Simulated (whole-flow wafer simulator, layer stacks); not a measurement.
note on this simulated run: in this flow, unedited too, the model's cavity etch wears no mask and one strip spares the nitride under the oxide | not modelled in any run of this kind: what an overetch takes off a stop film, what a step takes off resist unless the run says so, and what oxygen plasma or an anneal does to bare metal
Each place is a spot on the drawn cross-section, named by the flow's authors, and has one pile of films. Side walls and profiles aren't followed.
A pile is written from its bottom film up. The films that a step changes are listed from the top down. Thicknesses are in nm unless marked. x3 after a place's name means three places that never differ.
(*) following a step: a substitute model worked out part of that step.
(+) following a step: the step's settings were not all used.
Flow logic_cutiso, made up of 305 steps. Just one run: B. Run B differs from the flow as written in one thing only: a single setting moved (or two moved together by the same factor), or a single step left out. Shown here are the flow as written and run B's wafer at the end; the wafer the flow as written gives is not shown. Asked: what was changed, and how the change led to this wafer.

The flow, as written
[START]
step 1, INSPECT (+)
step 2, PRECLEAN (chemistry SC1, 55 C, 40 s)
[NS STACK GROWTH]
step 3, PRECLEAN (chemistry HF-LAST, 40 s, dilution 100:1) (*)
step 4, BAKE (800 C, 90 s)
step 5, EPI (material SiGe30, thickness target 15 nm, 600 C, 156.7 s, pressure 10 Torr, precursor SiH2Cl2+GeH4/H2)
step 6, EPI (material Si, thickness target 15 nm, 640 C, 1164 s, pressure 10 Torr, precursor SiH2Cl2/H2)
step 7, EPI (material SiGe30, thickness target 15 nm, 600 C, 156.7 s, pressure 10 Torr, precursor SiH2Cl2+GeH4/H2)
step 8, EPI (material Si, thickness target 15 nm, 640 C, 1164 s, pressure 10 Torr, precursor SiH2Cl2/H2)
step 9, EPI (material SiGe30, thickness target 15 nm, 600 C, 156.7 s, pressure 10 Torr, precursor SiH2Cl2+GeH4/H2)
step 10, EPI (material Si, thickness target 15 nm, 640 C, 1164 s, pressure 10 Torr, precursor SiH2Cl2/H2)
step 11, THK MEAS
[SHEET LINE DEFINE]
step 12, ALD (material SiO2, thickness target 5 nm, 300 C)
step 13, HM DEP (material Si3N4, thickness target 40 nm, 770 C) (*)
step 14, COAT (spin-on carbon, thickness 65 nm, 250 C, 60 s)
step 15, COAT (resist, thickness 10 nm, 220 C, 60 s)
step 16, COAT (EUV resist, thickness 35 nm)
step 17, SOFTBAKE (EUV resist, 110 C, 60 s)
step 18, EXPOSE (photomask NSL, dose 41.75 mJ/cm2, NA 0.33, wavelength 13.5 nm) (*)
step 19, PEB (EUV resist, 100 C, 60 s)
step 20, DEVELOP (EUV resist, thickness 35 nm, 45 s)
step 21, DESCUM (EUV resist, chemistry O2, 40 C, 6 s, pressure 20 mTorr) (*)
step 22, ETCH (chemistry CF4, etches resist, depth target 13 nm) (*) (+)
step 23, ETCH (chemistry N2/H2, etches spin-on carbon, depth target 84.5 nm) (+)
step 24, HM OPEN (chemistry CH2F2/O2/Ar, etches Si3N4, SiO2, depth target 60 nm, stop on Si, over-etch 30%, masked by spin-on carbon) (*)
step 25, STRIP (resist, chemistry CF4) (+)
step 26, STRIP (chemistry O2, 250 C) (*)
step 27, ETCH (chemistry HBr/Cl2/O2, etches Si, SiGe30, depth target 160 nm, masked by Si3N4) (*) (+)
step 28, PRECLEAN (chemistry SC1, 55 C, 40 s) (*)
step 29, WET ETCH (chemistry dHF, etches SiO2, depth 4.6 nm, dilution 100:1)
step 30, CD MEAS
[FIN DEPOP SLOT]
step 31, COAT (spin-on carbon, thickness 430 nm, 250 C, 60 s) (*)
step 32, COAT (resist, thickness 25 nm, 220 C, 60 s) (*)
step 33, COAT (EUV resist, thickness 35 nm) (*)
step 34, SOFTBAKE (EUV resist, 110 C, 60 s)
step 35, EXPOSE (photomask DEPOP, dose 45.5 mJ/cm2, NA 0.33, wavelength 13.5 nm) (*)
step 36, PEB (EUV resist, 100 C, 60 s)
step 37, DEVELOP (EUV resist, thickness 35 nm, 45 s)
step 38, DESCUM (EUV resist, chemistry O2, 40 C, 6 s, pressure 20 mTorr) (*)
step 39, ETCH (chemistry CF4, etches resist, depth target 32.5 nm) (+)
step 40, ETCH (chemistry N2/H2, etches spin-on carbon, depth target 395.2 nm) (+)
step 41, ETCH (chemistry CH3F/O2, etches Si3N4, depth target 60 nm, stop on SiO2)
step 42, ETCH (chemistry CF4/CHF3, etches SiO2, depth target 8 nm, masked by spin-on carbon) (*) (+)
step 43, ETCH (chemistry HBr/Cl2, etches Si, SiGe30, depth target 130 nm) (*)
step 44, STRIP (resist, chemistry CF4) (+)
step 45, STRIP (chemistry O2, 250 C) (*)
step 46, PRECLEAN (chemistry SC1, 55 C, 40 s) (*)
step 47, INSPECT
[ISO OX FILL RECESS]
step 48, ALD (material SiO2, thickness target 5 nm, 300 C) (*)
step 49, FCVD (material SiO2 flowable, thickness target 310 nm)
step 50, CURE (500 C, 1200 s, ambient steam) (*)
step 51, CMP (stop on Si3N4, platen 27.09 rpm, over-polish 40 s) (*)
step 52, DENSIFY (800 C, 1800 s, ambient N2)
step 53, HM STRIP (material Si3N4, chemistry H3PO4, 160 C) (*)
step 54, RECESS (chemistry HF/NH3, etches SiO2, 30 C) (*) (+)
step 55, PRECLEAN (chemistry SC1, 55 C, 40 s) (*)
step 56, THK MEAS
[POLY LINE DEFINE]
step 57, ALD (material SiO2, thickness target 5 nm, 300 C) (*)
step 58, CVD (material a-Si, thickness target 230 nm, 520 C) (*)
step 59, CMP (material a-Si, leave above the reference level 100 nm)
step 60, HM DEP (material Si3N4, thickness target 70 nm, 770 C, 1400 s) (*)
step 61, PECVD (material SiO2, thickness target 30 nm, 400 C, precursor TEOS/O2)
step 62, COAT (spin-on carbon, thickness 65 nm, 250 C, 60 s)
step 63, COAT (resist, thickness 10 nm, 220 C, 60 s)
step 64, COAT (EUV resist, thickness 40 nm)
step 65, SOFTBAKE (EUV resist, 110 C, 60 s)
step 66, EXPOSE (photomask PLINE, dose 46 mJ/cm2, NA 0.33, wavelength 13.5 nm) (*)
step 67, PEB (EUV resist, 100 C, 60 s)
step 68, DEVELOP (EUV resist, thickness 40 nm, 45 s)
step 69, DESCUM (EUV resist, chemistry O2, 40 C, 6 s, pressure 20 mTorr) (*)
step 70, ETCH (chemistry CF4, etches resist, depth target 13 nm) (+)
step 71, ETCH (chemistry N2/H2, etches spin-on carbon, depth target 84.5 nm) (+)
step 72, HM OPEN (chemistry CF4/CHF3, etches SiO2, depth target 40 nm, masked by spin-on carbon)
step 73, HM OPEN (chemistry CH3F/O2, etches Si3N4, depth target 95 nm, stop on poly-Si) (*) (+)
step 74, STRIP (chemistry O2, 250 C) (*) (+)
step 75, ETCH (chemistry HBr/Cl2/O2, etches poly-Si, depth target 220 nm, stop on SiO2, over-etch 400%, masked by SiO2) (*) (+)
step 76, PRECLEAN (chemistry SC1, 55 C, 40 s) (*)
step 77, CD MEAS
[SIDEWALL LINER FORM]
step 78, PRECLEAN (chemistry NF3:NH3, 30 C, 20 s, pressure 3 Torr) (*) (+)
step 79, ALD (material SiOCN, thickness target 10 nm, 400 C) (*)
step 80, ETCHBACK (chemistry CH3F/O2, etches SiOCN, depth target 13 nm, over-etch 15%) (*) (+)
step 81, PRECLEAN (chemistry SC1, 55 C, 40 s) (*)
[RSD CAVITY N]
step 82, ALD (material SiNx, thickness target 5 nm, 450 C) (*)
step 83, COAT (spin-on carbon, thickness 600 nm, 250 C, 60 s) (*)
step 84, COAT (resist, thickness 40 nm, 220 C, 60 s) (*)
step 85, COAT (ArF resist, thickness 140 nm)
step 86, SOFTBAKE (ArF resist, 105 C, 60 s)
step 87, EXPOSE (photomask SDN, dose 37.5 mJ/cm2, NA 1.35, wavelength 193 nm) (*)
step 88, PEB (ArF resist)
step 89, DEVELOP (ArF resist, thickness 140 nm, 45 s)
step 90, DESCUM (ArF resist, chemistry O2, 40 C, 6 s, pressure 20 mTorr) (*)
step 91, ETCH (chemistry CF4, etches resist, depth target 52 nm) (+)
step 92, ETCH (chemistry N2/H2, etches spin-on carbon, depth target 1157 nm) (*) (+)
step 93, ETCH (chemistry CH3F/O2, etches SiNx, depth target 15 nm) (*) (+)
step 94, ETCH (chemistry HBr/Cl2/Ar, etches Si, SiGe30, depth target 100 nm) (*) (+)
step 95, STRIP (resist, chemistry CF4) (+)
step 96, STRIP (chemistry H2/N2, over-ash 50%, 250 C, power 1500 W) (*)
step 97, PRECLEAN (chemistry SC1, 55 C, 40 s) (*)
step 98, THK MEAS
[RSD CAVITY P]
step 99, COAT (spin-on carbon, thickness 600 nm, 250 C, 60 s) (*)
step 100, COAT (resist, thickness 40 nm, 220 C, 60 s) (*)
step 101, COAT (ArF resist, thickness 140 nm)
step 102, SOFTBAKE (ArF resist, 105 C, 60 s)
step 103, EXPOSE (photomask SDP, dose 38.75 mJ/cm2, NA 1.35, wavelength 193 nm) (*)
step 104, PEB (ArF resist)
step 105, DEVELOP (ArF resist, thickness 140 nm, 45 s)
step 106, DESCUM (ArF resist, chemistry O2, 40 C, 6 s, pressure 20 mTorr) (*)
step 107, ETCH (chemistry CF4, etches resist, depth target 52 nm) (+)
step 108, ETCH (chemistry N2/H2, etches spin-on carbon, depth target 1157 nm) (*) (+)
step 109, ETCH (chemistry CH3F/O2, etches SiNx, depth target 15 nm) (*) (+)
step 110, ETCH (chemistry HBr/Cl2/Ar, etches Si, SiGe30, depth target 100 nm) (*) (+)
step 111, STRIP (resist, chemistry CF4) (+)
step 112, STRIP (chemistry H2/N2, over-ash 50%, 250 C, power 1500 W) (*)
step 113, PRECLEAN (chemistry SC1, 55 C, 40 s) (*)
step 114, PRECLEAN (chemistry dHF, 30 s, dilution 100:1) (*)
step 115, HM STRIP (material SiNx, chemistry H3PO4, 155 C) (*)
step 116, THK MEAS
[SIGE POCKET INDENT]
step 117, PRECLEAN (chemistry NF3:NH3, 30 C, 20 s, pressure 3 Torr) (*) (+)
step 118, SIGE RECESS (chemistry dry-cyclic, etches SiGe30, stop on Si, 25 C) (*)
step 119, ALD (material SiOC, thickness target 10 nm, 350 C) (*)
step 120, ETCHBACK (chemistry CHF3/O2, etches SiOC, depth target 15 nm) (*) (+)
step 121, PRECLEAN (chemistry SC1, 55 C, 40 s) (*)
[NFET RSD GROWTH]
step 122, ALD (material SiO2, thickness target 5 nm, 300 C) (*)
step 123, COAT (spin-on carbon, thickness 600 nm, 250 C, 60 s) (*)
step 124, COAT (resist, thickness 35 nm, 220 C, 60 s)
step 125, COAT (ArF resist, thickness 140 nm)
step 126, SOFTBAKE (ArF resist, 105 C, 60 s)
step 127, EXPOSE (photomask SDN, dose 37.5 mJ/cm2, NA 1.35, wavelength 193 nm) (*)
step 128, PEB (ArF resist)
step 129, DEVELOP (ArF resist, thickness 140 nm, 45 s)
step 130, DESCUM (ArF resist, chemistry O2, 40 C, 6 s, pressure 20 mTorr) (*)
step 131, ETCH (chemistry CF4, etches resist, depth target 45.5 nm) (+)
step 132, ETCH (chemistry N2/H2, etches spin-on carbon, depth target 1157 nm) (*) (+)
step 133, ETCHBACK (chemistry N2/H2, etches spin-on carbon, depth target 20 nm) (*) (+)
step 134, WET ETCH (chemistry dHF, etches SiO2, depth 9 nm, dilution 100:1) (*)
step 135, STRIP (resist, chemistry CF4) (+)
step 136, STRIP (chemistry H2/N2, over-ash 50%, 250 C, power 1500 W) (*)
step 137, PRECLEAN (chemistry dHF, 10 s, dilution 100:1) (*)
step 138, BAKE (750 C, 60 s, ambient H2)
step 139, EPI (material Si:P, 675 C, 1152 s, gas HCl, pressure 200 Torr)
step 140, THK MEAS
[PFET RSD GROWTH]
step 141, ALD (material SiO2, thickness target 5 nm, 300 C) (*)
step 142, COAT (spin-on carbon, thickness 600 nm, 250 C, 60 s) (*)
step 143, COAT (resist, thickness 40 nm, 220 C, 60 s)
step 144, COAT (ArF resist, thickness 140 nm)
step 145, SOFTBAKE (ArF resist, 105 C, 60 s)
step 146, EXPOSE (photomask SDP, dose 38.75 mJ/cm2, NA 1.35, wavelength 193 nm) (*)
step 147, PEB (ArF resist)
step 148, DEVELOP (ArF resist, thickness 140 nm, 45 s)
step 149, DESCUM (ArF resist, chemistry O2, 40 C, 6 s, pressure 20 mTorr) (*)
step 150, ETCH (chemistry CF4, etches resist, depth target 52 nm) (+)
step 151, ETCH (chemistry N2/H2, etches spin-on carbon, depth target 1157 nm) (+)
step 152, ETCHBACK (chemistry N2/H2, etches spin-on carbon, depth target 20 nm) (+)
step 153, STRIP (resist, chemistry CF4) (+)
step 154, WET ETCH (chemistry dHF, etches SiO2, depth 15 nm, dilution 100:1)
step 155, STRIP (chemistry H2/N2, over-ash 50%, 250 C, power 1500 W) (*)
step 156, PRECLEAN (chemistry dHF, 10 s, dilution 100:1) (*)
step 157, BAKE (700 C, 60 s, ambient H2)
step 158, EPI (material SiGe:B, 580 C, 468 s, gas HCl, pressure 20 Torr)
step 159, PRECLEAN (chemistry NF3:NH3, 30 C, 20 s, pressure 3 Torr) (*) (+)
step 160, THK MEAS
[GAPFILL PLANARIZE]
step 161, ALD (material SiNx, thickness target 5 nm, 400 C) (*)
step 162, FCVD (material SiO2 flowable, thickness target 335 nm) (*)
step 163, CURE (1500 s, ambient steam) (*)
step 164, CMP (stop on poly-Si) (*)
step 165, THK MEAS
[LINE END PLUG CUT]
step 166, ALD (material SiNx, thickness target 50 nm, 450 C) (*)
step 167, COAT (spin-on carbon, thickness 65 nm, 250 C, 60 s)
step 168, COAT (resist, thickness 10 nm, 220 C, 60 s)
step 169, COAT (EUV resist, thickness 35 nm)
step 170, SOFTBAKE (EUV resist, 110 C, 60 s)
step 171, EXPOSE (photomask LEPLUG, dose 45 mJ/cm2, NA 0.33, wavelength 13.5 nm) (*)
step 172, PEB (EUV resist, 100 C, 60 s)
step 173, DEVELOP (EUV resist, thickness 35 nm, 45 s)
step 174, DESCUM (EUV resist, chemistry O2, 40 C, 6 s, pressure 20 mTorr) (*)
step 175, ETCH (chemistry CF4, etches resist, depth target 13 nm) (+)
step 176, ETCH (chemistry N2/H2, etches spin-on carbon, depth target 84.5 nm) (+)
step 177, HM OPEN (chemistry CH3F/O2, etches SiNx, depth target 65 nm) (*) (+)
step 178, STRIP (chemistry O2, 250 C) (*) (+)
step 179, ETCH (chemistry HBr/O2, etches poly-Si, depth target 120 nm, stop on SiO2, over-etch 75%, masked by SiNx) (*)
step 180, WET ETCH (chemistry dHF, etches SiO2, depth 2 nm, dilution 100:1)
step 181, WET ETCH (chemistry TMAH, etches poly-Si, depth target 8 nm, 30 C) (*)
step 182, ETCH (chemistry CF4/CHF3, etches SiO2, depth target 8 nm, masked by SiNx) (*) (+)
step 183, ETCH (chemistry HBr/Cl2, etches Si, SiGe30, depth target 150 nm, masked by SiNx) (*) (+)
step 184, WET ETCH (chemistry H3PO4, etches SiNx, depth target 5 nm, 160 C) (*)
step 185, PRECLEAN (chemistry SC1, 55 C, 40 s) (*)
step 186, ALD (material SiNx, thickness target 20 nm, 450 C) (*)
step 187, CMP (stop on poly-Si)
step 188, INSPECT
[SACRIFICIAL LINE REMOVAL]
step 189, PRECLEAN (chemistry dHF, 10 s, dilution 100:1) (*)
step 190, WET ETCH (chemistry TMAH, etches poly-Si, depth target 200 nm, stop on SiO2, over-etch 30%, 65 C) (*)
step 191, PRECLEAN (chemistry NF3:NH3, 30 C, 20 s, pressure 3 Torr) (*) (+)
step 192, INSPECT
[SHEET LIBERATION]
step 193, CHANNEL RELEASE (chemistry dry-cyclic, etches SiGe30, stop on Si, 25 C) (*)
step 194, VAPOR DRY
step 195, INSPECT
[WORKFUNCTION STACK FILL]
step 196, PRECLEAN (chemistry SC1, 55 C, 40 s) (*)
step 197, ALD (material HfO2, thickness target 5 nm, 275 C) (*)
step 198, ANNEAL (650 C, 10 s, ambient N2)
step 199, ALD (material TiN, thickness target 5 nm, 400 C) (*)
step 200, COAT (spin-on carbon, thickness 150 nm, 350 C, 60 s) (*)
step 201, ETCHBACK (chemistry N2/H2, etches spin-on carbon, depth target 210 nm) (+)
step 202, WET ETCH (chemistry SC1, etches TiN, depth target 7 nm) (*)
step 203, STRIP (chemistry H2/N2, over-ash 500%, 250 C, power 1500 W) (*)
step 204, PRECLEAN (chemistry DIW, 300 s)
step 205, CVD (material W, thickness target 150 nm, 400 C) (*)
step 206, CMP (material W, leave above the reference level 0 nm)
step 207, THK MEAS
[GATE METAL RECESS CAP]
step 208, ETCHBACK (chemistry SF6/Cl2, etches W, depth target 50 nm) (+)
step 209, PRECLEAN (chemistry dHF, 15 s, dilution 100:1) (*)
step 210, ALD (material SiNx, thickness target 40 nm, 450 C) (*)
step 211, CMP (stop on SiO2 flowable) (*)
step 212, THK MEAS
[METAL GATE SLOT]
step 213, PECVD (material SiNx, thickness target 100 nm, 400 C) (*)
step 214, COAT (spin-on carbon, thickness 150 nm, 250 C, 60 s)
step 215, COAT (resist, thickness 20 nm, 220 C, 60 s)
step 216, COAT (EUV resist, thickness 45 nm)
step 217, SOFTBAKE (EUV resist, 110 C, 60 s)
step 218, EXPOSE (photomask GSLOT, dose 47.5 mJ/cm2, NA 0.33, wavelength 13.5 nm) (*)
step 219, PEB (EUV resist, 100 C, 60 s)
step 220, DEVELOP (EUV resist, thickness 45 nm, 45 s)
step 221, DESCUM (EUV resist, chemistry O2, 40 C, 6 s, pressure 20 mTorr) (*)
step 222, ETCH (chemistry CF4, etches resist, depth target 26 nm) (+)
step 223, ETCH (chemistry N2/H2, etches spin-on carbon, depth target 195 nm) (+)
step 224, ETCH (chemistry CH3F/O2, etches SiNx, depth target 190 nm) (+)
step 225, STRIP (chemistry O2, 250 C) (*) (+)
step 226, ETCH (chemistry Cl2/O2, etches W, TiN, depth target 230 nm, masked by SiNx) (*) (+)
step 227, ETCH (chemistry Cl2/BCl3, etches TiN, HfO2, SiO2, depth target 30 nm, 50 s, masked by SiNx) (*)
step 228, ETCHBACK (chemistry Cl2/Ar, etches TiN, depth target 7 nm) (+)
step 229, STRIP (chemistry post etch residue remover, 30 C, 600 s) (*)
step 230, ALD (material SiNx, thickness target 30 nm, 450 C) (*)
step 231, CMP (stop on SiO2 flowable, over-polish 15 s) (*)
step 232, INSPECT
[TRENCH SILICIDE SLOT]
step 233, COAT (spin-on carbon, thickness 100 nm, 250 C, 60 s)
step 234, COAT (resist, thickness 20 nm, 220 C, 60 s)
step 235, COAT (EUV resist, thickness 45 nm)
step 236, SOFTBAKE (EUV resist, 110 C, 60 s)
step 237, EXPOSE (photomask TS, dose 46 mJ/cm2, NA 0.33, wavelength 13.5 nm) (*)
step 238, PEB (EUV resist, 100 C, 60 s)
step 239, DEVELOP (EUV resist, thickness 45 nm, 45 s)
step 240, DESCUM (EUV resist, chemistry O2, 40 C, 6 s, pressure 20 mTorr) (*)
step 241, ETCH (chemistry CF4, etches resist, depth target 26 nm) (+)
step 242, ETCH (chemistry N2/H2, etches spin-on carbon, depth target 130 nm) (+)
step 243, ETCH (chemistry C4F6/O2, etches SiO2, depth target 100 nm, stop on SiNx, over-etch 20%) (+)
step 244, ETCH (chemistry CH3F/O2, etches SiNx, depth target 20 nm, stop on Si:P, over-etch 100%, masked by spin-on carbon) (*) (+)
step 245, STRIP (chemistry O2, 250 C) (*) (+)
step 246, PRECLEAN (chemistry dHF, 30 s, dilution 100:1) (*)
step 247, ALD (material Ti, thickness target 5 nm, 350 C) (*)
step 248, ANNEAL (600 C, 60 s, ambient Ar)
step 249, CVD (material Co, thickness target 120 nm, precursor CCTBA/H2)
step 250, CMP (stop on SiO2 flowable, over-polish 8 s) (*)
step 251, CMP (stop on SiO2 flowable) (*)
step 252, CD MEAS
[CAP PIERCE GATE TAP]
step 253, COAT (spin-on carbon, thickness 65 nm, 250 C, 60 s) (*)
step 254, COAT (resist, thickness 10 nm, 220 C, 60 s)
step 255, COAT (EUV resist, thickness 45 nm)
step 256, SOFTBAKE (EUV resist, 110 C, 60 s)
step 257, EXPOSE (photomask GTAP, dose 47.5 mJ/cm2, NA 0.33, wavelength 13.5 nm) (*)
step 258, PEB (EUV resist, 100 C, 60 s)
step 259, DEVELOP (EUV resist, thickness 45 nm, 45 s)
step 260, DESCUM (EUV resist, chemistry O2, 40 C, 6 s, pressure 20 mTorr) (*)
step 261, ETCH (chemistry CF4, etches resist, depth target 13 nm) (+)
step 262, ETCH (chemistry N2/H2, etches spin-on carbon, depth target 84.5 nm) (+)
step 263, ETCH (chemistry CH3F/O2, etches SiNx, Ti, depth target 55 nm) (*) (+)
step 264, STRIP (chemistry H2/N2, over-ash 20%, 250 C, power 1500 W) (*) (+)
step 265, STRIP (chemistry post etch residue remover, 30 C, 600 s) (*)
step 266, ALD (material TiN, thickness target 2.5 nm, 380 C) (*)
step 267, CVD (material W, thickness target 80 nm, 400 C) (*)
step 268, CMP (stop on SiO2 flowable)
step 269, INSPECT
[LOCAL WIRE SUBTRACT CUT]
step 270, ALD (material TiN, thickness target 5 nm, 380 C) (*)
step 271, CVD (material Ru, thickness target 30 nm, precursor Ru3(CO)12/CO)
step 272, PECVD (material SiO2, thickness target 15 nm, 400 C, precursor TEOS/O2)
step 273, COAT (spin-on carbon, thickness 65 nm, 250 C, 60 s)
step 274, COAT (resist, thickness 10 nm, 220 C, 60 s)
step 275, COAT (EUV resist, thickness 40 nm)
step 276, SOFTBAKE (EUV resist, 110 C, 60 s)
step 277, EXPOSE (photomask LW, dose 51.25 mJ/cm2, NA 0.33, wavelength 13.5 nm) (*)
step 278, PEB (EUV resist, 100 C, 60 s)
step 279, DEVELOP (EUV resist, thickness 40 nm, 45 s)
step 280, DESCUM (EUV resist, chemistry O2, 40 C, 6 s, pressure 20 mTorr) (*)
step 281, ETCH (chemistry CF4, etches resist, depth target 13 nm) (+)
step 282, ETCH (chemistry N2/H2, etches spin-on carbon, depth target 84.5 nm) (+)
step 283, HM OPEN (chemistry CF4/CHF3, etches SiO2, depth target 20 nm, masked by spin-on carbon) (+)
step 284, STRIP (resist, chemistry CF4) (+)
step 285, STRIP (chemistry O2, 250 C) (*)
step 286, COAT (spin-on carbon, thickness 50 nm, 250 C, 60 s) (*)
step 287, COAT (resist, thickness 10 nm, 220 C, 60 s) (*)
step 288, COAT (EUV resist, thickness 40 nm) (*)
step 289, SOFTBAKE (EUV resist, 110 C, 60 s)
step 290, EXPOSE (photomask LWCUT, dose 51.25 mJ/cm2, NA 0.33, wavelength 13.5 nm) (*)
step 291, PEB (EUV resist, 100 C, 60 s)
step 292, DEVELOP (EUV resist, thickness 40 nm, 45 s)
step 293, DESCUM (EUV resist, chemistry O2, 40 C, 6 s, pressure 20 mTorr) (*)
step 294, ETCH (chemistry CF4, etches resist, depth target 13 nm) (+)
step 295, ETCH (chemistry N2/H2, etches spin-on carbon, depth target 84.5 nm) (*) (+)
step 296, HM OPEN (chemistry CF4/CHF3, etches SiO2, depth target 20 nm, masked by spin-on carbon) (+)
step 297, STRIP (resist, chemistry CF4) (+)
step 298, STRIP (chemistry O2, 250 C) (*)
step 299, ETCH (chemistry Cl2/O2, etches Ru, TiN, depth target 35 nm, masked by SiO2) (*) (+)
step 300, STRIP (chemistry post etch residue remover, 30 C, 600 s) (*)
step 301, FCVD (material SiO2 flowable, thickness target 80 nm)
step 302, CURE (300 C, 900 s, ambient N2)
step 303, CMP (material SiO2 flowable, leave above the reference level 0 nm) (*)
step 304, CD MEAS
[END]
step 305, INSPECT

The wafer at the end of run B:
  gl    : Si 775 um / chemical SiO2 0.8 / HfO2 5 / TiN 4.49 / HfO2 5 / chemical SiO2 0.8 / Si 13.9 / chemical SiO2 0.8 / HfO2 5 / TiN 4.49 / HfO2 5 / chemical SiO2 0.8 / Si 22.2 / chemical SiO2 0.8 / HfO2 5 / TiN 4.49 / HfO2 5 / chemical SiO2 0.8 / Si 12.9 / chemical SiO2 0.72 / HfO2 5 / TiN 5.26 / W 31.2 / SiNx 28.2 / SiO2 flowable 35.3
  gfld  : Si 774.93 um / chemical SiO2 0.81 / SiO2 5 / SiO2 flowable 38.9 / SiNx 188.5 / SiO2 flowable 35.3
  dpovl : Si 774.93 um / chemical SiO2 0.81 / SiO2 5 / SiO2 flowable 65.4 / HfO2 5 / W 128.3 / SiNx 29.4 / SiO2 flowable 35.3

What caused this: step 8, EPI: thickness target 23.2 nm was run, whereas the flow has thickness target 15 nm; step 8, EPI: 1805 s was run, where the flow has 1164 s.

Step by step, how the change led to this:
  step 8, EPI (material Si, thickness target 15 nm, 640 C, 1164 s, pressure 10 Torr, precursor SiH2Cl2/H2)
      depop, dpovl, gfld and 19 more: Si gains 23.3 (new film) (as written it would have been: Si gains 15 (new film))
  step 27, ETCH (chemistry HBr/Cl2/O2, etches Si, SiGe30, depth target 160 nm, masked by Si3N4) (*) (+)
      gfld, gxf, iso, lnri: chemical SiO2 loses 0.79 (all of it), Si loses 11.4 (all of it), SiGe30 loses 15 (all of it), Si loses 23.3 (all of it), SiGe30 loses 15 (all of it), Si loses 15 (all of it), SiGe30 loses 15 (all of it), Si loses 65.4 (as written it would have been: chemical SiO2 loses 0.79 (all of it), Si loses 11.4 (all of it), SiGe30 loses 15 (all of it), Si loses 15 (all of it), SiGe30 loses 15 (all of it), Si loses 15 (all of it), SiGe30 loses 15 (all of it), Si loses 73.6)
      dpovl, nsgap: chemical SiO2 loses 0.79 (all of it), Si loses 11.8 (all of it), SiGe30 loses 15 (all of it), Si loses 23.3 (all of it), SiGe30 loses 15 (all of it), Si loses 15 (all of it), SiGe30 loses 15 (all of it), Si loses 65 (as written it would have been: chemical SiO2 loses 0.79 (all of it), Si loses 11.8 (all of it), SiGe30 loses 15 (all of it), Si loses 15 (all of it), SiGe30 loses 15 (all of it), Si loses 15 (all of it), SiGe30 loses 15 (all of it), Si loses 73.2)
      (as well as at 1 more place)
  step 43, ETCH (chemistry HBr/Cl2, etches Si, SiGe30, depth target 130 nm) (*)
      depop: Si loses 14 (all of it), SiGe30 loses 15 (all of it), Si loses 23.3 (all of it), SiGe30 loses 15 (all of it), Si loses 15 (all of it), SiGe30 loses 15 (all of it), Si loses 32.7 (as written it would have been: Si loses 14 (all of it), SiGe30 loses 15 (all of it), Si loses 15 (all of it), SiGe30 loses 15 (all of it), Si loses 15 (all of it), SiGe30 loses 15 (all of it), Si loses 41)
  step 94, ETCH (chemistry HBr/Cl2/Ar, etches Si, SiGe30, depth target 100 nm) (*) (+)
      rsdn, rsdx: chemical SiO2 loses 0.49 (all of it), Si loses 12.8 (all of it), SiGe30 loses 15 (all of it), Si loses 23.3 (all of it), SiGe30 loses 15 (all of it), Si loses 15 (all of it), SiGe30 loses 15 (all of it), Si loses 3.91 (as written it would have been: chemical SiO2 loses 0.49 (all of it), Si loses 12.8 (all of it), SiGe30 loses 15 (all of it), Si loses 15 (all of it), SiGe30 loses 15 (all of it), Si loses 15 (all of it), SiGe30 loses 15 (all of it), Si loses 12.2)
  step 110, ETCH (chemistry HBr/Cl2/Ar, etches Si, SiGe30, depth target 100 nm) (*) (+)
      rsdp, rsdw: chemical SiO2 loses 0.49 (all of it), Si loses 12.8 (all of it), SiGe30 loses 15 (all of it), Si loses 23.3 (all of it), SiGe30 loses 15 (all of it), Si loses 15 (all of it), SiGe30 loses 15 (all of it), Si loses 3.91 (as written it would have been: chemical SiO2 loses 0.49 (all of it), Si loses 12.8 (all of it), SiGe30 loses 15 (all of it), Si loses 15 (all of it), SiGe30 loses 15 (all of it), Si loses 15 (all of it), SiGe30 loses 15 (all of it), Si loses 12.2)
  step 183, ETCH (chemistry HBr/Cl2, etches Si, SiGe30, depth target 150 nm, masked by SiNx) (*) (+)
      plug: Si loses 13.6 (all of it), SiGe30 loses 15 (all of it), Si loses 23.3 (all of it), SiGe30 loses 15 (all of it), Si loses 15 (all of it), SiGe30 loses 15 (all of it), Si loses 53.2 (as written it would have been: Si loses 13.6 (all of it), SiGe30 loses 15 (all of it), Si loses 15 (all of it), SiGe30 loses 15 (all of it), Si loses 15 (all of it), SiGe30 loses 15 (all of it), Si loses 61.4)
